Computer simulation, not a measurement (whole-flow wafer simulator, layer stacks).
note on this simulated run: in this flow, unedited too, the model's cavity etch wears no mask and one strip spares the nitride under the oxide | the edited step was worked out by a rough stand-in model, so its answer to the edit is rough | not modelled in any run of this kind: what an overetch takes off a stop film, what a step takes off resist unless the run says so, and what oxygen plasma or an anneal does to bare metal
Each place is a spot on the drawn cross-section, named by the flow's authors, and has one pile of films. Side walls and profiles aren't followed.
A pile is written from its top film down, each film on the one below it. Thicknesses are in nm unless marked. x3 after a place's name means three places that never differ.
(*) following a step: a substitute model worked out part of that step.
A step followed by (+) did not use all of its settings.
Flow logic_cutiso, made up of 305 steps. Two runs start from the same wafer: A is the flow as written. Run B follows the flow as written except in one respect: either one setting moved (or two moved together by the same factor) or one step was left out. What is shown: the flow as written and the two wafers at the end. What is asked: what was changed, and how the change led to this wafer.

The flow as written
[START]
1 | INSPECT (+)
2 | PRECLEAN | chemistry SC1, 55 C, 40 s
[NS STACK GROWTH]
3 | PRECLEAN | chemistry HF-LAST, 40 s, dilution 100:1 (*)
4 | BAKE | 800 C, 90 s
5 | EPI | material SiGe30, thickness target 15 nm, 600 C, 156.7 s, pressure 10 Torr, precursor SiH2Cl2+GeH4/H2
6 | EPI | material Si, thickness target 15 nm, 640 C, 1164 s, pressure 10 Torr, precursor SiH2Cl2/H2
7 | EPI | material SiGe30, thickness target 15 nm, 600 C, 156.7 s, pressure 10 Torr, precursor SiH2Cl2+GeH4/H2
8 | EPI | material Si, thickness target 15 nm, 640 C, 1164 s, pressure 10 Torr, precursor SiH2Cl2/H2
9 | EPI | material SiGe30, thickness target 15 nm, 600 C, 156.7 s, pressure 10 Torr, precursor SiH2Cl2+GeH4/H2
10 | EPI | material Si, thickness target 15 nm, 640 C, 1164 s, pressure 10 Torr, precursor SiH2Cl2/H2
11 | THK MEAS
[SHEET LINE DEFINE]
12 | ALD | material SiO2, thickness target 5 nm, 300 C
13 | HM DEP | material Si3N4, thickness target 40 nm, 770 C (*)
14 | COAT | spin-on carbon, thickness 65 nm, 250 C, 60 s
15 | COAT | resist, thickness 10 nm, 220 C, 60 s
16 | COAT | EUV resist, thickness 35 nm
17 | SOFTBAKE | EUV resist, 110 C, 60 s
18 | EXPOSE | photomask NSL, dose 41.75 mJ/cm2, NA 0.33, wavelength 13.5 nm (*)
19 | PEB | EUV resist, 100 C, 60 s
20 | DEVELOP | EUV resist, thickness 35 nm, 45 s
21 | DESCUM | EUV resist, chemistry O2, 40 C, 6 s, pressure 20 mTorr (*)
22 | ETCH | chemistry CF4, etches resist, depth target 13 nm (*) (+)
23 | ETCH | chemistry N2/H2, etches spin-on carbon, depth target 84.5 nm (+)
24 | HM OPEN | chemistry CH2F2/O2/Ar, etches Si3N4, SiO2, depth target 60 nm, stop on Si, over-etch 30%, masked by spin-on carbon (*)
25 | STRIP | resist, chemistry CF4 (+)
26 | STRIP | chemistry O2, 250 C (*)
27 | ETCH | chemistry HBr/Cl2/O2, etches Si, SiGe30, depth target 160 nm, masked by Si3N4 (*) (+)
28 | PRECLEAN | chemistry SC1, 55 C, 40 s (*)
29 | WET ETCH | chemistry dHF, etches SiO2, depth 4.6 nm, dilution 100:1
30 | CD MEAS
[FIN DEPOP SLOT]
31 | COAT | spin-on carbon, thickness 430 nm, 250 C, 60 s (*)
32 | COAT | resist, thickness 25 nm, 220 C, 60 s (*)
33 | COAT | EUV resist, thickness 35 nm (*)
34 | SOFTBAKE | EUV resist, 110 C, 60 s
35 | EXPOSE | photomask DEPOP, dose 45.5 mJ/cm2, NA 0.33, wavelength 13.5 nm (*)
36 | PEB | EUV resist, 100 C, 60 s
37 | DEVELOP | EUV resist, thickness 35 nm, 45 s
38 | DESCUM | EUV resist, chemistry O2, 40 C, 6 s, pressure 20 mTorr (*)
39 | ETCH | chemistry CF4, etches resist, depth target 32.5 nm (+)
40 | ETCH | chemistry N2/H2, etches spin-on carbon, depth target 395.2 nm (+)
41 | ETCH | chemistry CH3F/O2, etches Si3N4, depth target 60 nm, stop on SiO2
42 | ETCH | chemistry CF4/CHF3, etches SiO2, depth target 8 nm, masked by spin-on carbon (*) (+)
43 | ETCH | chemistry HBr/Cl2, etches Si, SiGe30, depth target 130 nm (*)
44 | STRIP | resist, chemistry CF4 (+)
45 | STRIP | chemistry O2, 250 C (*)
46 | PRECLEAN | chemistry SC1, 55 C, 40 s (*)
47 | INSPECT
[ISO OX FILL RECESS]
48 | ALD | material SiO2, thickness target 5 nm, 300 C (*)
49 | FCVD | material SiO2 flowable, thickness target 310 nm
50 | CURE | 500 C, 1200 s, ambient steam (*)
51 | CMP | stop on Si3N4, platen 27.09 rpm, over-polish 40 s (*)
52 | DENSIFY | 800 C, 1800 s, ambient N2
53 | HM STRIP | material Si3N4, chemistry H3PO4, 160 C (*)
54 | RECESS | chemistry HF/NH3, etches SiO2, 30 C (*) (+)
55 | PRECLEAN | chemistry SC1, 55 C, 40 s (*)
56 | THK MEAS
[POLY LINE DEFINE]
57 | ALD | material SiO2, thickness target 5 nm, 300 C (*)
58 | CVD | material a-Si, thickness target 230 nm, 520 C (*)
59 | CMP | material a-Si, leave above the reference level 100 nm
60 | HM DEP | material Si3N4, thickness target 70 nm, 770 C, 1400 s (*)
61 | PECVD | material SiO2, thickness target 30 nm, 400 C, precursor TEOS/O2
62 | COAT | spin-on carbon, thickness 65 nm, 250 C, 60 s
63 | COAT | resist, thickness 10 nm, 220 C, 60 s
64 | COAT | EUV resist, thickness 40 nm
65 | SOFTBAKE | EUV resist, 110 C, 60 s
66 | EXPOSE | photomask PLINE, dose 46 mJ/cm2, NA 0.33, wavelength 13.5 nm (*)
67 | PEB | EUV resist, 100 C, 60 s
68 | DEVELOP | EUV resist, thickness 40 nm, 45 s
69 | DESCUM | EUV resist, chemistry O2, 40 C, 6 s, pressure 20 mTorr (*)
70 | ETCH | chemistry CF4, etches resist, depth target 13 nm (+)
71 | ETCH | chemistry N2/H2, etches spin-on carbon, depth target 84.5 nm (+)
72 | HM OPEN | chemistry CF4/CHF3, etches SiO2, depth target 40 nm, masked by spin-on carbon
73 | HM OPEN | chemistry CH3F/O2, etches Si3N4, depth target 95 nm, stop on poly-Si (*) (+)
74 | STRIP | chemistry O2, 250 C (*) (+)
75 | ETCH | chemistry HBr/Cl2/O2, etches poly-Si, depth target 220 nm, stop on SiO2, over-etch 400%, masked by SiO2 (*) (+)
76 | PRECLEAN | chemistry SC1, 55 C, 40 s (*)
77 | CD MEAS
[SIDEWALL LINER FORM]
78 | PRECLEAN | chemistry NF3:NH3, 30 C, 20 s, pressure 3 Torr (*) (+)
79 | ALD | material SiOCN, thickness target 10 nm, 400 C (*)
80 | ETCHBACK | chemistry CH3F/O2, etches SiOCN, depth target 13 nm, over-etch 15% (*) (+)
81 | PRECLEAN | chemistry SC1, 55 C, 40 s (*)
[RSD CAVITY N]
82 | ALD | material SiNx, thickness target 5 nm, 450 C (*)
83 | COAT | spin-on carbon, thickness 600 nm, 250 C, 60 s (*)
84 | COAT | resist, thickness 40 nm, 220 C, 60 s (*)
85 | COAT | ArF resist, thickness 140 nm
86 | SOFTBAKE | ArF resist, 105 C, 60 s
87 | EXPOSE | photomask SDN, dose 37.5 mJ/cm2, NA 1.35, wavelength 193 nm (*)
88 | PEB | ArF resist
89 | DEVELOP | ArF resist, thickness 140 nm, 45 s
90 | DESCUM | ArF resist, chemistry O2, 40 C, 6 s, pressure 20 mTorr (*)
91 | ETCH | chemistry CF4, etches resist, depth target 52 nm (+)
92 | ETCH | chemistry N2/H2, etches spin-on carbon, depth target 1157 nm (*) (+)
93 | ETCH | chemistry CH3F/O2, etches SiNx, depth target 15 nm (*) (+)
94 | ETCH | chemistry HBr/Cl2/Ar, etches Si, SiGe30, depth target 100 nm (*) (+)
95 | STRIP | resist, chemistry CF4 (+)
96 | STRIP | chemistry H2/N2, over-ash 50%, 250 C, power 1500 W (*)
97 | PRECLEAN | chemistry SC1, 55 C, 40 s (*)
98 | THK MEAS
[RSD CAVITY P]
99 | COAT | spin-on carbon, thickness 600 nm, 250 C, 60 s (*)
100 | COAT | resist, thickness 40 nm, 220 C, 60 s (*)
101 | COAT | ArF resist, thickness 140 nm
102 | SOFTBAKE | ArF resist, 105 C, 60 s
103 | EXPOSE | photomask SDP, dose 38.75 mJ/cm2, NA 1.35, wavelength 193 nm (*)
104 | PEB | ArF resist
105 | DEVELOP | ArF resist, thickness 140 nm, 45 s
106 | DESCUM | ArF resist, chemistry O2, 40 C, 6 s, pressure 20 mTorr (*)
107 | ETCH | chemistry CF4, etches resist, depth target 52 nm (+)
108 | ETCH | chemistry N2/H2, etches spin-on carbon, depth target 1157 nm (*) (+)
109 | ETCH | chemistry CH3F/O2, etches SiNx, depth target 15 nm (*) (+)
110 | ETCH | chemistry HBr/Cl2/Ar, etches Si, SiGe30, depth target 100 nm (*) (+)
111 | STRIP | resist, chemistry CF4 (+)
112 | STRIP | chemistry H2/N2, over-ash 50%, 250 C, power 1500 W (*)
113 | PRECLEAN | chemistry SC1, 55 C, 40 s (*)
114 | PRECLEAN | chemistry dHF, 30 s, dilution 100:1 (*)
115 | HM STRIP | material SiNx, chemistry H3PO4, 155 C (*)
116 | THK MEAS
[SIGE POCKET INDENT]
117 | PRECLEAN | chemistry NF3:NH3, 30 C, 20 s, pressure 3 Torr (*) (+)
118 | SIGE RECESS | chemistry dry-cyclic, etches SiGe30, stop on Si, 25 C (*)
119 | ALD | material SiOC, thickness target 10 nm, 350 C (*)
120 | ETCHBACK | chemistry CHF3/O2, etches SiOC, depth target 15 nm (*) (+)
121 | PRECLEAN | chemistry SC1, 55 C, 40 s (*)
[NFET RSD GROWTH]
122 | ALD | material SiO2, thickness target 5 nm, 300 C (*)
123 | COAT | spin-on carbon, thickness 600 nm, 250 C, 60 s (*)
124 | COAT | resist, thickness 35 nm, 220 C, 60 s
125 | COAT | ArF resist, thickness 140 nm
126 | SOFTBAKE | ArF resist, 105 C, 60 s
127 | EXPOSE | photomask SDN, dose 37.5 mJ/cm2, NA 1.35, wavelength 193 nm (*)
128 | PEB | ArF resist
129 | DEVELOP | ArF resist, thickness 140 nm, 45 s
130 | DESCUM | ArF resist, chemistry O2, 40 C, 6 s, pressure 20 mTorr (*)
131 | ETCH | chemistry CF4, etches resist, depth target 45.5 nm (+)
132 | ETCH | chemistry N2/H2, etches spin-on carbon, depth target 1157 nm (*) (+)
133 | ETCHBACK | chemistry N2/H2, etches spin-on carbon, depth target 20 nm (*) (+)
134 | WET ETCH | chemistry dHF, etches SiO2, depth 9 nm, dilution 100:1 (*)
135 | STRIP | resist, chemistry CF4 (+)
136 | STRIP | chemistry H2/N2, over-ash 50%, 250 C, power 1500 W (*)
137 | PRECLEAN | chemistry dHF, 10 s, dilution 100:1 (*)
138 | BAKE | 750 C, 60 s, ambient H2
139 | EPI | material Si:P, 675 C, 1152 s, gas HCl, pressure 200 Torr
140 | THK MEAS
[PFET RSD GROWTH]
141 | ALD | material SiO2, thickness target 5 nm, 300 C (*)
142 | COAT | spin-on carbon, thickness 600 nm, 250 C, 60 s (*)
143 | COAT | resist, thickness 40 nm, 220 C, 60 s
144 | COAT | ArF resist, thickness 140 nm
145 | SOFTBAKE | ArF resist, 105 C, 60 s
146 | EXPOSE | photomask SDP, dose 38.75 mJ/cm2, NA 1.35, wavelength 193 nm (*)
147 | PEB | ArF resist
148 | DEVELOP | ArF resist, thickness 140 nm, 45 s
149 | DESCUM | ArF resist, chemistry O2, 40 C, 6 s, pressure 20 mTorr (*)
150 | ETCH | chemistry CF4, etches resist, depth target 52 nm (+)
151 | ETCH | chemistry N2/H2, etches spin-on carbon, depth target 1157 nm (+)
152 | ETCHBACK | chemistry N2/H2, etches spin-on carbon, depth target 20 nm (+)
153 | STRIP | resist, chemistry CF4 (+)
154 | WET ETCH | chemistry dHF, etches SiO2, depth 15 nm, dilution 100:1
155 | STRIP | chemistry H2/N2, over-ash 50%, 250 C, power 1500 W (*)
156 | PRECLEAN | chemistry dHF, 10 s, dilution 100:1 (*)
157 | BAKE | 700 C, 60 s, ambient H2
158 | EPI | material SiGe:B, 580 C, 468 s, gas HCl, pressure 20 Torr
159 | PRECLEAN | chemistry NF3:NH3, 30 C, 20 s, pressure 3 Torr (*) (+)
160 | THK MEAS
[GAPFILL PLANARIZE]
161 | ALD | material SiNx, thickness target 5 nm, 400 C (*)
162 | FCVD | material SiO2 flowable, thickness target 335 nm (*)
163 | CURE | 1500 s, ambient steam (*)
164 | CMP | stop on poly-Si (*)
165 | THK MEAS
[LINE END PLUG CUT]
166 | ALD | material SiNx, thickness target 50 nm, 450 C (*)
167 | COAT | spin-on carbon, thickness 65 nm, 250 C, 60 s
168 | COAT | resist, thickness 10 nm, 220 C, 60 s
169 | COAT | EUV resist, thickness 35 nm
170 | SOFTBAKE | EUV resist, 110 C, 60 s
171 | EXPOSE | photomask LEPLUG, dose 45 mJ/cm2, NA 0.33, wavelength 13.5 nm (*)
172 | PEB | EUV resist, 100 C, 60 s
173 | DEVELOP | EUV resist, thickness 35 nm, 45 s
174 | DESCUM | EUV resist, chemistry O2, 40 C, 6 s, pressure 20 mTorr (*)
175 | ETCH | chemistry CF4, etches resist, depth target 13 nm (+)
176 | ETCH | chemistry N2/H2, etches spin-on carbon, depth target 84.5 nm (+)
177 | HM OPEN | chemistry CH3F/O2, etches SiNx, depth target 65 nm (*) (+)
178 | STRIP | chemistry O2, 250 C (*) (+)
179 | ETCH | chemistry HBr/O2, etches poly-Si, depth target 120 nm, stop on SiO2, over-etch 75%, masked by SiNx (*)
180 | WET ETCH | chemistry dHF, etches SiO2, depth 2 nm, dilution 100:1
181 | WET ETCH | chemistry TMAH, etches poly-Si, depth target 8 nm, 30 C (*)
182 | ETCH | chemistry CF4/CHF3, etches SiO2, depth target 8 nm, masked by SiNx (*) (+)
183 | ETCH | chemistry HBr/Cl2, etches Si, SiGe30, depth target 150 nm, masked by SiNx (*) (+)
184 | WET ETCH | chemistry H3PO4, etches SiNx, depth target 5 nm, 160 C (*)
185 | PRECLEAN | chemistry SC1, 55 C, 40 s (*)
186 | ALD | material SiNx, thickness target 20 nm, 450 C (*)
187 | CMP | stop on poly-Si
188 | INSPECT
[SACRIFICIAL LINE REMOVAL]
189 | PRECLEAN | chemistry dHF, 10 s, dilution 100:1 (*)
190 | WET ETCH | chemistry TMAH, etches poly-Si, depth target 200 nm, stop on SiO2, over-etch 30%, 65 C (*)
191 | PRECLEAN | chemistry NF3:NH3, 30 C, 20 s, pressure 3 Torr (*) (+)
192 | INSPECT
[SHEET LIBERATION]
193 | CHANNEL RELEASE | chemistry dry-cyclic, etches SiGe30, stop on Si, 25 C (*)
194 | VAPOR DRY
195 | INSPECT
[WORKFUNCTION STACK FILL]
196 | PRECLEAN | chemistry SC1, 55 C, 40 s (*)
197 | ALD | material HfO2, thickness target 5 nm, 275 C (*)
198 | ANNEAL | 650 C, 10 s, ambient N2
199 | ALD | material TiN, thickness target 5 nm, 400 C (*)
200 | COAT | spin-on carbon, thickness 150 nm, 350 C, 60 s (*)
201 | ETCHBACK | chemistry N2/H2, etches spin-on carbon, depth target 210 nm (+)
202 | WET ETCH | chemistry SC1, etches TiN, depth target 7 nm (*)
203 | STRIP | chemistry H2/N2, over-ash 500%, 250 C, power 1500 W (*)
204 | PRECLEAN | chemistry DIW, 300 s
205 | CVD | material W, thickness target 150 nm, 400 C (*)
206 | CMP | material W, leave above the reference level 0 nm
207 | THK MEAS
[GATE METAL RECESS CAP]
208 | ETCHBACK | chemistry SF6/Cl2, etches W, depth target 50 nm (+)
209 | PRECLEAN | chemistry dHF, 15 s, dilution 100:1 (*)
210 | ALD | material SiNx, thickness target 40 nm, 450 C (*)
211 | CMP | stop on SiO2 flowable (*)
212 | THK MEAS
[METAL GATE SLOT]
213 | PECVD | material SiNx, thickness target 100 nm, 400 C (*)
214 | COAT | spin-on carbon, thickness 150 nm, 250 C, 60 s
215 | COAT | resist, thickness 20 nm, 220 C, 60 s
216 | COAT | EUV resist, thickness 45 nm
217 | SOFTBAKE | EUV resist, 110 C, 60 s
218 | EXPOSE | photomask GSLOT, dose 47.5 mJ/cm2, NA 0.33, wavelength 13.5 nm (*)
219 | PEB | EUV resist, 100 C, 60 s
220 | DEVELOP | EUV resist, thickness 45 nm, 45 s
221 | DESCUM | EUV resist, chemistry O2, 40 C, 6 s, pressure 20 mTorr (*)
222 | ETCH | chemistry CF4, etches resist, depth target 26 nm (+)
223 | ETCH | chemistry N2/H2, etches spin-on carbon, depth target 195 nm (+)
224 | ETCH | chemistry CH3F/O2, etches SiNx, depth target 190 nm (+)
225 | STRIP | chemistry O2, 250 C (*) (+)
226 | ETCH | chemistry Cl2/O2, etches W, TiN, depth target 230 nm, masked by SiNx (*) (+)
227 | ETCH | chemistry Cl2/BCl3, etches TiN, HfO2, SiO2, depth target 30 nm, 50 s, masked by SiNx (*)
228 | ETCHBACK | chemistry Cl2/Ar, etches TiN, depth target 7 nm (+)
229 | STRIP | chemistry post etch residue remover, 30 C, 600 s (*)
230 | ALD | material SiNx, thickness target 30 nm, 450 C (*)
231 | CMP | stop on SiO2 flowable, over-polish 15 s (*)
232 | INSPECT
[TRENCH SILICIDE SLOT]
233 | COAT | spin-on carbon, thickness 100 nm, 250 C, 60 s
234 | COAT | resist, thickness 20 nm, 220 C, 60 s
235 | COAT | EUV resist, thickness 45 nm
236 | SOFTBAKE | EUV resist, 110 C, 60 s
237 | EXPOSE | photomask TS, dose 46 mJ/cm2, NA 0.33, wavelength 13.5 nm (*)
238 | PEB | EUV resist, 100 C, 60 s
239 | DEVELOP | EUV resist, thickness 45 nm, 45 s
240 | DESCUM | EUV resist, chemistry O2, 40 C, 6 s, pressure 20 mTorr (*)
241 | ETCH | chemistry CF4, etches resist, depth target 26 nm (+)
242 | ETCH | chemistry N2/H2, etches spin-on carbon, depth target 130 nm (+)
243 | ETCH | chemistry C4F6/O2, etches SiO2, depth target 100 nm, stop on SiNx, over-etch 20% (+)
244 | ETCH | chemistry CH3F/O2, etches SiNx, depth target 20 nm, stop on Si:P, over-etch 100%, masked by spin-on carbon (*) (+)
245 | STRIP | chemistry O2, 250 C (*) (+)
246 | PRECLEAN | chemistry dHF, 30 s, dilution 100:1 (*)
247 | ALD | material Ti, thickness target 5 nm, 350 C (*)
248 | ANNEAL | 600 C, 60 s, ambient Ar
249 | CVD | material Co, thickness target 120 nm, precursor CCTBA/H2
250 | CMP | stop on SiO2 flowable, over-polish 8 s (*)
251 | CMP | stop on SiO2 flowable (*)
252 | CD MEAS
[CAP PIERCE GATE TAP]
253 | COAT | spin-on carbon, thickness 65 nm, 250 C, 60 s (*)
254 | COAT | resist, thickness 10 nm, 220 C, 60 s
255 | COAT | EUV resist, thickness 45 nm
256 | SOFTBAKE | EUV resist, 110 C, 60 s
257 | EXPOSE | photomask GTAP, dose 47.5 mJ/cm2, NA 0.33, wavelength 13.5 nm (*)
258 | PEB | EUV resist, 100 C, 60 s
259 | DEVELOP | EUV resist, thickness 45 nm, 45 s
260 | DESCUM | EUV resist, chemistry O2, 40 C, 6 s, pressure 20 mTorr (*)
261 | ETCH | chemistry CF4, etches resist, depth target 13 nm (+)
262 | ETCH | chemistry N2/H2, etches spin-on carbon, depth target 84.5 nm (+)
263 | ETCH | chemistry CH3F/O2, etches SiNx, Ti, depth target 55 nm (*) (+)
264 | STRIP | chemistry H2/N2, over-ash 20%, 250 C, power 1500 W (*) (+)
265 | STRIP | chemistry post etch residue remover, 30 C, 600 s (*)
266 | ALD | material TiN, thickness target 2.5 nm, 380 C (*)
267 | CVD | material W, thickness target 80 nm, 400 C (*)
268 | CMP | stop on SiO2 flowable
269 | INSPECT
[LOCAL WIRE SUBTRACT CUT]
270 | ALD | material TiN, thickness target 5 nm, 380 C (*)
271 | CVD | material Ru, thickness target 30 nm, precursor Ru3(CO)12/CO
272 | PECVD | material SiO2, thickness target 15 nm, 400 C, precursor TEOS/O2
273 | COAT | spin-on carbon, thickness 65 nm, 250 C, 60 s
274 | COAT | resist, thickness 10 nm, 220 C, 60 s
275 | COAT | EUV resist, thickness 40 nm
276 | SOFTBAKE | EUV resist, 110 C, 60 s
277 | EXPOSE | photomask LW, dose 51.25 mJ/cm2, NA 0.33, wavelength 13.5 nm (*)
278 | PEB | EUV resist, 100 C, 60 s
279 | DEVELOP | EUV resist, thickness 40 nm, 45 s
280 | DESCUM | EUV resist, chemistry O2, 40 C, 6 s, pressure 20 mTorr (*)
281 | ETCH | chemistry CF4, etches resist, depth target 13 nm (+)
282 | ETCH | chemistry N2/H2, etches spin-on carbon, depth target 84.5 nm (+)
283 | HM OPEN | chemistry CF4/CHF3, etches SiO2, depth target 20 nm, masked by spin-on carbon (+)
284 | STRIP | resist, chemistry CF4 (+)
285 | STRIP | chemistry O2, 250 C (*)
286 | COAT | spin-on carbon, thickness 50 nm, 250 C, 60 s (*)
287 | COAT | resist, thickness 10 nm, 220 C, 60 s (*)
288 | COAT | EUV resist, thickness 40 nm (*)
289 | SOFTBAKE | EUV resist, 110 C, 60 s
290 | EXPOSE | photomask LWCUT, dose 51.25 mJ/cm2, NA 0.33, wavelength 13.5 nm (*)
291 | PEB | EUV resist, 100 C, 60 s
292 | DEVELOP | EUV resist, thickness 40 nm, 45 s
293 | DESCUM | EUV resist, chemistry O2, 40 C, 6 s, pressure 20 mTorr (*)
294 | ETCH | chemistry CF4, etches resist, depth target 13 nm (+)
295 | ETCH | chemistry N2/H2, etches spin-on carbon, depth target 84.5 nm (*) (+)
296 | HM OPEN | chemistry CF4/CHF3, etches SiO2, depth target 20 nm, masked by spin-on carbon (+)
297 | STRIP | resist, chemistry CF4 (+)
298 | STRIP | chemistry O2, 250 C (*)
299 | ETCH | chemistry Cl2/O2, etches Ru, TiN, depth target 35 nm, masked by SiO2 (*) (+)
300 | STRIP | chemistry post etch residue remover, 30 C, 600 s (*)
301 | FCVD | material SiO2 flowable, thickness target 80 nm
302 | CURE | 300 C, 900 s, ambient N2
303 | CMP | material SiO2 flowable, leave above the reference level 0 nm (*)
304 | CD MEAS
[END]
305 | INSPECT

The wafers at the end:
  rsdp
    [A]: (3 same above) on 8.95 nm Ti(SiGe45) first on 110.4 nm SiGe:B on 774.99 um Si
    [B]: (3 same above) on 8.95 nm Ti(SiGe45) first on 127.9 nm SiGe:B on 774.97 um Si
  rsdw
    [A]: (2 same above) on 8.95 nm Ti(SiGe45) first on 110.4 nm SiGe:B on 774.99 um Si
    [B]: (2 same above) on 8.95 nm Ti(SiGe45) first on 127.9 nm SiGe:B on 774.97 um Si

The reason: step 110, ETCH: depth target 117.5 nm was run, whereas the flow has depth target 100 nm.

Step by step, how the change led to this:
  110 | ETCH | chemistry HBr/Cl2/Ar, etches Si, SiGe30, depth target 100 nm (*) (+)
      rsdp, rsdw: A -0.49 chemical SiO2 (all of it), -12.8 Si (all of it), -15 SiGe30 (all of it), -15 Si (all of it), -15 SiGe30 (all of it), -15 Si (all of it), -15 SiGe30 (all of it), -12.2 Si | B -0.49 chemical SiO2 (all of it), -12.8 Si (all of it), -15 SiGe30 (all of it), -15 Si (all of it), -15 SiGe30 (all of it), -15 Si (all of it), -15 SiGe30 (all of it), -29.7 Si
  153 | STRIP | resist, chemistry CF4 (+)
      depop, dpovl, gfld and 13 more: A -12 resist (all of it) | B -11.4 resist (all of it)
  158 | EPI | material SiGe:B, 580 C, 468 s, gas HCl, pressure 20 Torr
      rsdp, rsdw: A +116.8 SiGe:B (new film) | B +134.3 SiGe:B (new film)
